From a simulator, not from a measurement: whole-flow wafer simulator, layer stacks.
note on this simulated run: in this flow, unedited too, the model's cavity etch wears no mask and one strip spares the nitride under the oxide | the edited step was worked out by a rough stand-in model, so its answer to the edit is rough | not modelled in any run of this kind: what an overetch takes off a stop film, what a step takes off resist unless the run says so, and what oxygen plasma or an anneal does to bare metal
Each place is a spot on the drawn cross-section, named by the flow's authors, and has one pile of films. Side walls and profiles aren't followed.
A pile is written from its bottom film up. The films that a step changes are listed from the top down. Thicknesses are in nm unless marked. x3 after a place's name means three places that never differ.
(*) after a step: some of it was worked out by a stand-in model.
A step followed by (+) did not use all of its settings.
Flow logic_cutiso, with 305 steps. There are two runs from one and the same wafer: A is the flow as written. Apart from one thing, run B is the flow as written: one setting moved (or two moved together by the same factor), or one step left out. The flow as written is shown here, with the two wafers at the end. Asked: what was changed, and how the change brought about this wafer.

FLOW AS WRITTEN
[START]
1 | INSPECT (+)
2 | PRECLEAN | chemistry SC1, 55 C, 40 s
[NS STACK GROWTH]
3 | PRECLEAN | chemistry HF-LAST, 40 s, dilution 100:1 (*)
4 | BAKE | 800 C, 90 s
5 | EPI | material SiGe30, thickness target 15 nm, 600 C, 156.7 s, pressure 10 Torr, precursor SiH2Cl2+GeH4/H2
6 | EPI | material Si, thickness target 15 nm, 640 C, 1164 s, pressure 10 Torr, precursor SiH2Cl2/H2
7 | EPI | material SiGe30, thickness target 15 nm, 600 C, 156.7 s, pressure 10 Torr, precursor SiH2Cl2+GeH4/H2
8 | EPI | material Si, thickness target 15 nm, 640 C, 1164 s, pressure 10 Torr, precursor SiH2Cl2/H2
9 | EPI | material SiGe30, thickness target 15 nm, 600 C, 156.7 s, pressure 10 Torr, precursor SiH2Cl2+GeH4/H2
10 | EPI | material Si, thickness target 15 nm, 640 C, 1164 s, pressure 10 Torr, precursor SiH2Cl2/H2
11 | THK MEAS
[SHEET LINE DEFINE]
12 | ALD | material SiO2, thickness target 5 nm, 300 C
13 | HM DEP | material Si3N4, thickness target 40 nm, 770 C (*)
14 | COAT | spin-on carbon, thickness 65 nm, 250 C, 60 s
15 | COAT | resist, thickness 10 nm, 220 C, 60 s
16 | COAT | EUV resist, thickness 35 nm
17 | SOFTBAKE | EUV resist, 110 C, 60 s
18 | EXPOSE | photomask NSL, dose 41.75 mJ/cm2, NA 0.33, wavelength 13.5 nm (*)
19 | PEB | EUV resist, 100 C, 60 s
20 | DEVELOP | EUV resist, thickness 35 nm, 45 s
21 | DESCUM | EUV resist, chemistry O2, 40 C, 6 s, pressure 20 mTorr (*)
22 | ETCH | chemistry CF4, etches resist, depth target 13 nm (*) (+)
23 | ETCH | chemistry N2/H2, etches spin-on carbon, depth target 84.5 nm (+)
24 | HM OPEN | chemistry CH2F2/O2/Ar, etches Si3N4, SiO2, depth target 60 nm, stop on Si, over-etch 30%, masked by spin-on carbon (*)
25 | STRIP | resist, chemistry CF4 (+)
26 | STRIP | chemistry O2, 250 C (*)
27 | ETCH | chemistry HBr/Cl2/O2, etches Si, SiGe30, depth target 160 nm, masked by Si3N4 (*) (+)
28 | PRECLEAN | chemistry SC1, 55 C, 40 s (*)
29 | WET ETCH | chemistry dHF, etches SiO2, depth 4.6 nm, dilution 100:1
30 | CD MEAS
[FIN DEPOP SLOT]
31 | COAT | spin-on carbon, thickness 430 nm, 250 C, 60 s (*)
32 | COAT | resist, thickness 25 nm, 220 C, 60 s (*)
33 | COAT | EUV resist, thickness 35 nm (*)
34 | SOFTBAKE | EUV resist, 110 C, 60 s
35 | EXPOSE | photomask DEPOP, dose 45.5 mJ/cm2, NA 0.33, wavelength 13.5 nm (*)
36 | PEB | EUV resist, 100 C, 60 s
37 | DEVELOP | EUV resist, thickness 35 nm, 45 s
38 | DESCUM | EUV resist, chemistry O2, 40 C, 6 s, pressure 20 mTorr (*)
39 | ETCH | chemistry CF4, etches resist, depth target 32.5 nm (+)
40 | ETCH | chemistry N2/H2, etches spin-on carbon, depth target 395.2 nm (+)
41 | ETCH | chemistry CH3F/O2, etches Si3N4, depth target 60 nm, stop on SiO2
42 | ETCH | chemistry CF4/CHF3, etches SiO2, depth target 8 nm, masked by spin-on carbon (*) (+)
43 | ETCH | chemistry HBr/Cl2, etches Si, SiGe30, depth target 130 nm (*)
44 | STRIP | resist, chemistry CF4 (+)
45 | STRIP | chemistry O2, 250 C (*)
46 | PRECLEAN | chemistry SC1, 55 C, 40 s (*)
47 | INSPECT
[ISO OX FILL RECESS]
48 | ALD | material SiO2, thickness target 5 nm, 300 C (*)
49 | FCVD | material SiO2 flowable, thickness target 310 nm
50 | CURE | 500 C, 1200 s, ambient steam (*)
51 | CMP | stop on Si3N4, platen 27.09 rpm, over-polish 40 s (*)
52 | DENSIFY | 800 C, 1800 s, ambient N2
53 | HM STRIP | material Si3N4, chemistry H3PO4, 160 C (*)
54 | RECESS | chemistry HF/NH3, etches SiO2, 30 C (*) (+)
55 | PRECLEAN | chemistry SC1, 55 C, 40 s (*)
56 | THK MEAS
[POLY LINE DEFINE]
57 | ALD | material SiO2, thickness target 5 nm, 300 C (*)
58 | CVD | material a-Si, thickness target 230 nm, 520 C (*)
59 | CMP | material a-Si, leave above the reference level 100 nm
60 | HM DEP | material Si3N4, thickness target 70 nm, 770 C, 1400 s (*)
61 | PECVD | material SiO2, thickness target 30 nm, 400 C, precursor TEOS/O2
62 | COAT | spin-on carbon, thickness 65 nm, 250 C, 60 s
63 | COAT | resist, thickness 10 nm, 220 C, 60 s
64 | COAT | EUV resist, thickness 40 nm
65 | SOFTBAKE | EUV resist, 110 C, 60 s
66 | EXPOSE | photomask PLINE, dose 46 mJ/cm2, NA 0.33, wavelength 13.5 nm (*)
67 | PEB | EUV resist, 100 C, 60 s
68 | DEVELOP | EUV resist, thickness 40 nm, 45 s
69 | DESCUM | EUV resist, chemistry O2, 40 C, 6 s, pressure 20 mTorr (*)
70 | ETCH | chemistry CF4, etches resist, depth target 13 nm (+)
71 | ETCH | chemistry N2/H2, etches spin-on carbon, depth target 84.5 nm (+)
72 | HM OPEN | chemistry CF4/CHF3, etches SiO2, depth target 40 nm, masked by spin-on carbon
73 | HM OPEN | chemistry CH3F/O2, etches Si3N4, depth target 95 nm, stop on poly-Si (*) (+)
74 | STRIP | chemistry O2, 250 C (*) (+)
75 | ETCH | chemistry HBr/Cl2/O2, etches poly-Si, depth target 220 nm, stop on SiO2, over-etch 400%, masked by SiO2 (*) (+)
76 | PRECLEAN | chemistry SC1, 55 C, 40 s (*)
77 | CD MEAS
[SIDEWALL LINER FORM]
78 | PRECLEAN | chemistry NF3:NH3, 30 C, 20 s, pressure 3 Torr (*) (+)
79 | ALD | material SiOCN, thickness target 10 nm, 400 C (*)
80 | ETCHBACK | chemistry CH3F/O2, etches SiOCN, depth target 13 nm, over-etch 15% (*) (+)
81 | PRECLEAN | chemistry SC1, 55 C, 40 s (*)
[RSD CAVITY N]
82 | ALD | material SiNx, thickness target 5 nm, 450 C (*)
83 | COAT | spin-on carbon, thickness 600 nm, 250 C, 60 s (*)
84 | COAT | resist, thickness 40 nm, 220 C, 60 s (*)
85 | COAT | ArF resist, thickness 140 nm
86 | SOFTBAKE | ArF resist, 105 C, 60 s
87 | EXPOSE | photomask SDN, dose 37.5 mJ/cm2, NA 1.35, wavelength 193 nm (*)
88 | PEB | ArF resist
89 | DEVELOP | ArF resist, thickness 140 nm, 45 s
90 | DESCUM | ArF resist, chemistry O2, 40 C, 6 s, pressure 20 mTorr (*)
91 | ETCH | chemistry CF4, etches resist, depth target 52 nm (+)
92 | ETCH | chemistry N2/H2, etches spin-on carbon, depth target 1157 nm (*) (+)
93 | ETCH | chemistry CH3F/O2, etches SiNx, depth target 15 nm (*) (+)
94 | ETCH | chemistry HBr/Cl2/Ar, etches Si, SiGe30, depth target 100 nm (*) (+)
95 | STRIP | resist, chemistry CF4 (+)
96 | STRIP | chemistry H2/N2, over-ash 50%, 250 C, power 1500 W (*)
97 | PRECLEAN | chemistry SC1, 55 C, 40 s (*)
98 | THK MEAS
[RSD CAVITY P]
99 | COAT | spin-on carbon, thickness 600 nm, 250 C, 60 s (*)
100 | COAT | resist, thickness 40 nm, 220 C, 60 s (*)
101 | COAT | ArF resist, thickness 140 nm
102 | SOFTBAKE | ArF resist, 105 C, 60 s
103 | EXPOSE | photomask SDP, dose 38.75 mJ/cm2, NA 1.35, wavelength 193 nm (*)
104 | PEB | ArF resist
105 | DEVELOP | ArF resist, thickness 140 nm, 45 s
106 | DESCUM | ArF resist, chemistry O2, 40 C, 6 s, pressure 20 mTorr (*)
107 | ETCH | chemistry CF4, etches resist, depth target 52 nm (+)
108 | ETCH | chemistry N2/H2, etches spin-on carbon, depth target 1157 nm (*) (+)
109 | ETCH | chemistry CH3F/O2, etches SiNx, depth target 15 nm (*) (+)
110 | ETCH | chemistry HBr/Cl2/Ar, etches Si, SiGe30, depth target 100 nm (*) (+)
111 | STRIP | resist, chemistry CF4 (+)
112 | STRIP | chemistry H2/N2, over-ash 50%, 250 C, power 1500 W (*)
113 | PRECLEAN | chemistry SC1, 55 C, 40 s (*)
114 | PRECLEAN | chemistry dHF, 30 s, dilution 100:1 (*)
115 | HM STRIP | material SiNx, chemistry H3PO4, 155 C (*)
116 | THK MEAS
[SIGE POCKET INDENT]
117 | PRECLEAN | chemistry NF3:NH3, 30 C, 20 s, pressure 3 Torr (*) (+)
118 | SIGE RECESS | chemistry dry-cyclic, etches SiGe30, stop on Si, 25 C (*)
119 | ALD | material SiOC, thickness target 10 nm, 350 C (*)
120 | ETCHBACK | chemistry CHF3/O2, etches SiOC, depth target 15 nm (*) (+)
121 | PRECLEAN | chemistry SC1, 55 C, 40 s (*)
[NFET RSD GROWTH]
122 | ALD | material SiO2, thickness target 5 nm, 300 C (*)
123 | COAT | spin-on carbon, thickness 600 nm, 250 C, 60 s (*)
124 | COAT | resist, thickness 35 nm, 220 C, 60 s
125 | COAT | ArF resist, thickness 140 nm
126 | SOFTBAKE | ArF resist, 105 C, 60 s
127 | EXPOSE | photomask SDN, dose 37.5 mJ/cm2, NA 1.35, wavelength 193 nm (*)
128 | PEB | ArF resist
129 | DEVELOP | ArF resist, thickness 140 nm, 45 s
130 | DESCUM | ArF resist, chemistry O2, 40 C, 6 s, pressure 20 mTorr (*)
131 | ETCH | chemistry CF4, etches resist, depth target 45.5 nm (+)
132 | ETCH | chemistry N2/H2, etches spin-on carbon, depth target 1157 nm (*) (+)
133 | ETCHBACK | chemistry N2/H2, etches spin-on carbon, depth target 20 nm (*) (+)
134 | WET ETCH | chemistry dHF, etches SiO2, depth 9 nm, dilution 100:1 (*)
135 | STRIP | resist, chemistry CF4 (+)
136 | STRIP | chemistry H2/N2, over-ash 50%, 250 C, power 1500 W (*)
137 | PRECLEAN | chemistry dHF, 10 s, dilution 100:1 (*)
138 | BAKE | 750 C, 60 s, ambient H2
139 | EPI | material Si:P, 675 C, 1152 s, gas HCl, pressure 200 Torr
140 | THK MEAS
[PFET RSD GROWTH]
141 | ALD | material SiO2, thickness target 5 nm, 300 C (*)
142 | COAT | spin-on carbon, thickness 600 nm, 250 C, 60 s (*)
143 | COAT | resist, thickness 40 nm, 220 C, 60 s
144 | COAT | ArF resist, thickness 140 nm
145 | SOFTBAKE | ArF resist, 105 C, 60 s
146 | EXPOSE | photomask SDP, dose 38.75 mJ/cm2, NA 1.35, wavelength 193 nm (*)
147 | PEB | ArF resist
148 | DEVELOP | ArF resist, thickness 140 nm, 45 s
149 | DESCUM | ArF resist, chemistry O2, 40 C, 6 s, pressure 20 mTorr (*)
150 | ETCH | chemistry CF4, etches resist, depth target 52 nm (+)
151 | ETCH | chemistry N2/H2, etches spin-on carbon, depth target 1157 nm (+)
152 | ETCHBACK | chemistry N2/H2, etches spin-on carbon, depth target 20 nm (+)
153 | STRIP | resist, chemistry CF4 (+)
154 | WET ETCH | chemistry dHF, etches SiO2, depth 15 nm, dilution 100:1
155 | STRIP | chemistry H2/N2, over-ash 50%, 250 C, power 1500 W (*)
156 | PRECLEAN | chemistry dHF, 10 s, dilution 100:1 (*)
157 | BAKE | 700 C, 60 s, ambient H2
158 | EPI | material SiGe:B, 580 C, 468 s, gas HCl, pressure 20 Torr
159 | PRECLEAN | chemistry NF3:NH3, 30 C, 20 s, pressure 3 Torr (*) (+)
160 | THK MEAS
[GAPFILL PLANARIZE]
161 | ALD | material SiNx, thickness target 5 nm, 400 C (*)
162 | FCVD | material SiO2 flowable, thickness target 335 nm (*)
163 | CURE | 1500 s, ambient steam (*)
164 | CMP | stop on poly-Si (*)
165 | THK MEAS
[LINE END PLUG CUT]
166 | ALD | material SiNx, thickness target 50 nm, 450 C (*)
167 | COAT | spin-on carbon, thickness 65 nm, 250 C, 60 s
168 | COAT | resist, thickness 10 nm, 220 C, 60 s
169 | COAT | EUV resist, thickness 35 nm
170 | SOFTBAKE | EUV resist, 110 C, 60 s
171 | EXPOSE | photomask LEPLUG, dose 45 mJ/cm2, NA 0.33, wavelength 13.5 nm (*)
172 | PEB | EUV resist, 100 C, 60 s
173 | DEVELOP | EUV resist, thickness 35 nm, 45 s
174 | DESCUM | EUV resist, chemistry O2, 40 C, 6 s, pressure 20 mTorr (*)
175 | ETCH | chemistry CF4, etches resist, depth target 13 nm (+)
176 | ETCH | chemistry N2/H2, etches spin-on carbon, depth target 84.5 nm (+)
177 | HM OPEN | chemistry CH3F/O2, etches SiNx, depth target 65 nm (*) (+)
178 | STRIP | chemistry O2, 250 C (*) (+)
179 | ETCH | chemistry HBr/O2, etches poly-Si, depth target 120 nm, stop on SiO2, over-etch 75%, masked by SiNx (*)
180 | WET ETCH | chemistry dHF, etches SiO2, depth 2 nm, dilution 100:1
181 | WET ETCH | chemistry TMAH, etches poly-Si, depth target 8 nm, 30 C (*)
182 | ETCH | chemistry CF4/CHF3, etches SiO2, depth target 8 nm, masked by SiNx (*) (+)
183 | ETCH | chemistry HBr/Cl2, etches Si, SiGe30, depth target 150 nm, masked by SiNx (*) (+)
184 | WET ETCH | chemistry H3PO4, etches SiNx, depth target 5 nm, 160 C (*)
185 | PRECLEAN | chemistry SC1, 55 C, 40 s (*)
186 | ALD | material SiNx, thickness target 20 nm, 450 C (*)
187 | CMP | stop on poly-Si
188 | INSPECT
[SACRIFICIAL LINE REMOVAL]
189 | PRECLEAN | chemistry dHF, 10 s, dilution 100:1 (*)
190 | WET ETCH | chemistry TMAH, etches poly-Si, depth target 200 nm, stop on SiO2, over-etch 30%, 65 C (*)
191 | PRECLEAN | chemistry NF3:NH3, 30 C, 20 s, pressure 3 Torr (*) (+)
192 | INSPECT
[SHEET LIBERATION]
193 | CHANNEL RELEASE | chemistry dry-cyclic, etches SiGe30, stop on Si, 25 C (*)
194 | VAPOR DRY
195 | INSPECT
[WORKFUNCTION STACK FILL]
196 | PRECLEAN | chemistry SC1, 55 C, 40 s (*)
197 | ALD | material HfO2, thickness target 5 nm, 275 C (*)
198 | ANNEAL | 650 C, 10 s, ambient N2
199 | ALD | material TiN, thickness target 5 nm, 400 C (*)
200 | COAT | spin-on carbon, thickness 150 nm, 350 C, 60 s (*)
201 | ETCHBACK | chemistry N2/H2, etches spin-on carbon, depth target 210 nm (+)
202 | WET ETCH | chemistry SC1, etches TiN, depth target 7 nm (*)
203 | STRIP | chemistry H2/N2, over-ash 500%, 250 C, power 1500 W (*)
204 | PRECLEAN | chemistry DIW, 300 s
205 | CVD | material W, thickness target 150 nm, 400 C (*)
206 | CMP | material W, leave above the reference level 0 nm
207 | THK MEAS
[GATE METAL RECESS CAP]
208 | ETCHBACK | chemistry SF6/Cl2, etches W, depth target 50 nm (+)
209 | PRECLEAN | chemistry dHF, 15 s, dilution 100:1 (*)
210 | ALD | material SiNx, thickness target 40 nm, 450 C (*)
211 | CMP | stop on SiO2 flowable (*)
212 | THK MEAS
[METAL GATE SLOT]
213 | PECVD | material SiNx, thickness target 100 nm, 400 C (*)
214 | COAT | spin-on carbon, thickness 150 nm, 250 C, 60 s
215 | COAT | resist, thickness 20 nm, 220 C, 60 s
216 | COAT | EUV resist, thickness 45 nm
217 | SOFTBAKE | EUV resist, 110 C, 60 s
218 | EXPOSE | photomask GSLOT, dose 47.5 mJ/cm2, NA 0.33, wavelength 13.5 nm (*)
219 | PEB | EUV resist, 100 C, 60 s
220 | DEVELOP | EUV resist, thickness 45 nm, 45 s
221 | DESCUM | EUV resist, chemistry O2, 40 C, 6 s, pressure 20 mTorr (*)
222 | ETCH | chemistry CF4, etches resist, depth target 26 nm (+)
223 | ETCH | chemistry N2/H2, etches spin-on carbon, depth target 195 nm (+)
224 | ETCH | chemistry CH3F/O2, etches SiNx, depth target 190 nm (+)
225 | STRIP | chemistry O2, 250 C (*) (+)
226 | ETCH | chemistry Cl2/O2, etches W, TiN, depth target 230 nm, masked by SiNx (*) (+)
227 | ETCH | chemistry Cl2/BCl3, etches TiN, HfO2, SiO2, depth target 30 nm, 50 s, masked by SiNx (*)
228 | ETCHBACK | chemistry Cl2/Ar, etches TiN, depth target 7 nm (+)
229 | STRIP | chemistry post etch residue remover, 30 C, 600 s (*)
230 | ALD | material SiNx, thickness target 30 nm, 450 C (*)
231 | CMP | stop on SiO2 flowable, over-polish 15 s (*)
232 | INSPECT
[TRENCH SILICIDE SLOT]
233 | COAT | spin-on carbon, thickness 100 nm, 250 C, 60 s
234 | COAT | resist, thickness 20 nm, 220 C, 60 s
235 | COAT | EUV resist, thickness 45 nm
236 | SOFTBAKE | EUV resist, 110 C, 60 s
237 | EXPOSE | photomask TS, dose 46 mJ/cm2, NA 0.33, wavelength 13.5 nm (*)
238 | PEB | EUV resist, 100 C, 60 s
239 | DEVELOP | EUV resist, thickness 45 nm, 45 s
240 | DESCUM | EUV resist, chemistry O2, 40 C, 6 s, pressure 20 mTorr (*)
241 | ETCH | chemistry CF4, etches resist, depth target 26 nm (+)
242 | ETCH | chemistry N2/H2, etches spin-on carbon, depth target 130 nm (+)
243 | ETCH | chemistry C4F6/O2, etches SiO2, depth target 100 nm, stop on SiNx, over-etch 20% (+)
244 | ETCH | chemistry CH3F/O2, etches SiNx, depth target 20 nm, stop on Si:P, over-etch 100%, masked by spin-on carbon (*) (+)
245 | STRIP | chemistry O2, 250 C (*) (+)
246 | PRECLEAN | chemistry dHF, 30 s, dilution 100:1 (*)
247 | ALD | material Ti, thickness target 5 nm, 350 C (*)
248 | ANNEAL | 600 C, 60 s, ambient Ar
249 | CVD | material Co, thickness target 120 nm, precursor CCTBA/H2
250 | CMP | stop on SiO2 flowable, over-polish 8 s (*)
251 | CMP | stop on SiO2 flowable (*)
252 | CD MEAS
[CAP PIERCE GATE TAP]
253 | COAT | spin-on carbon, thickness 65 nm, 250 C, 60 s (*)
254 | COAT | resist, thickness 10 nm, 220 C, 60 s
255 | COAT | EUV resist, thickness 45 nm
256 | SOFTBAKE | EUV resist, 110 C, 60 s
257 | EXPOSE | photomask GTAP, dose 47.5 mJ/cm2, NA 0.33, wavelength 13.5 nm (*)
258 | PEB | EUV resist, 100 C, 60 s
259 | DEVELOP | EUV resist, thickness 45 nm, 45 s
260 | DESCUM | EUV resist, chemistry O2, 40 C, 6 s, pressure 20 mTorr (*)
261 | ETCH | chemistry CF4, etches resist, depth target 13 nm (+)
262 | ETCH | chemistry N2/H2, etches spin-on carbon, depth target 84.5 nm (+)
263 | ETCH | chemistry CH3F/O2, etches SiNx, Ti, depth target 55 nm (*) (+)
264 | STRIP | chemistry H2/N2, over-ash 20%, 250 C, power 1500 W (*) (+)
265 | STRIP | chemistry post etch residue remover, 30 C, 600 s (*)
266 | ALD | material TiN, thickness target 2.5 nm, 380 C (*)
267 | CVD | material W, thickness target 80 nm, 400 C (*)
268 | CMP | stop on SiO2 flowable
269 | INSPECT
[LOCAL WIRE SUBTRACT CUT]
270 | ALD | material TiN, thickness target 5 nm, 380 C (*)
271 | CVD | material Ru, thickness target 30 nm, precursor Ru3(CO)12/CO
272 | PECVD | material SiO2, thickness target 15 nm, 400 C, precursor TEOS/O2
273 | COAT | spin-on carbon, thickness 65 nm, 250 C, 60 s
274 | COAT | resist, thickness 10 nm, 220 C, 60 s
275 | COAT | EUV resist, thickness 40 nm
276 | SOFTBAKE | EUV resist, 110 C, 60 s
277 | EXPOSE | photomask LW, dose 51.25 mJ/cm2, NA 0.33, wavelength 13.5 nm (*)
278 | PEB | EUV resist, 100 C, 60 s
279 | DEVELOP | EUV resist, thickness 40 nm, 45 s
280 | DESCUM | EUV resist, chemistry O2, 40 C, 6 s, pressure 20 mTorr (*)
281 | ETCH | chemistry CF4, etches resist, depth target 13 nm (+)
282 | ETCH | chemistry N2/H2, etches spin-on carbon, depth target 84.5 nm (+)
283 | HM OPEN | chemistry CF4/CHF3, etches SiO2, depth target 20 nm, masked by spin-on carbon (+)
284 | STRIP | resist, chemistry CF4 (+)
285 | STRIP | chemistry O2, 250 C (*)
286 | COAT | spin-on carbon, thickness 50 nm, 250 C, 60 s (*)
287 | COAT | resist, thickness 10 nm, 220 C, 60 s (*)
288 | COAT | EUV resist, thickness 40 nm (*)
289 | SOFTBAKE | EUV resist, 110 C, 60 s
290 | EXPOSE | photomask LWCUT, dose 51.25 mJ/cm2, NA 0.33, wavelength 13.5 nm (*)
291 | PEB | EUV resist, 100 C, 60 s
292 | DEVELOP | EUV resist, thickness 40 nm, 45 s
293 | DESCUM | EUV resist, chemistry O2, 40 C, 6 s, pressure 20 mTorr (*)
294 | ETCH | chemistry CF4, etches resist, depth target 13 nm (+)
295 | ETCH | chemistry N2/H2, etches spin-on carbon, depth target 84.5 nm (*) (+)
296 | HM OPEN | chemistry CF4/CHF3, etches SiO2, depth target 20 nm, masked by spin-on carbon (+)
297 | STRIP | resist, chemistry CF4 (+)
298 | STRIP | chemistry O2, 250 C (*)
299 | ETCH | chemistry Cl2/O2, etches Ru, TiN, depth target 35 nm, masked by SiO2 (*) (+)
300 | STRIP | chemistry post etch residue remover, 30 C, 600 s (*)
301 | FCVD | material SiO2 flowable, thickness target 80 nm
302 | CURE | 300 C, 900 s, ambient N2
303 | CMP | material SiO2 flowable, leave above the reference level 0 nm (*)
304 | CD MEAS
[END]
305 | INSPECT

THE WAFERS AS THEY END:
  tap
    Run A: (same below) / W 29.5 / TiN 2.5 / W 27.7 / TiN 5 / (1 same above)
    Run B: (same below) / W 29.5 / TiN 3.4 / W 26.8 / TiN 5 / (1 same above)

What caused this: step 266, ALD: thickness target 3.4 nm was run, while the flow as written has thickness target 2.5 nm.
The wafer itself shows it: tap has TiN 3.4, and step 266 as written asks for 2.5 nm.

Step by step, how the change led to this:
  266 | ALD | material TiN, thickness target 2.5 nm, 380 C (*)
      depop, dpovl, gfld and 19 more: A +2.5 TiN (new film) | B +3.4 TiN (new film)
  268 | CMP | stop on SiO2 flowable
      depop, dpovl, gfld and 9 more: A -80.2 W (all of it), -2.5 TiN (all of it), -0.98 SiNx | B -80.2 W (all of it), -3.4 TiN (all of it), -0.98 SiNx
      lnr, lnri, lnrp, lnrt: A -80 W (all of it), -2.5 TiN (all of it), -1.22 SiOCN | B -80 W (all of it), -3.4 TiN (all of it), -1.22 SiOCN
      (also at 5 further places)
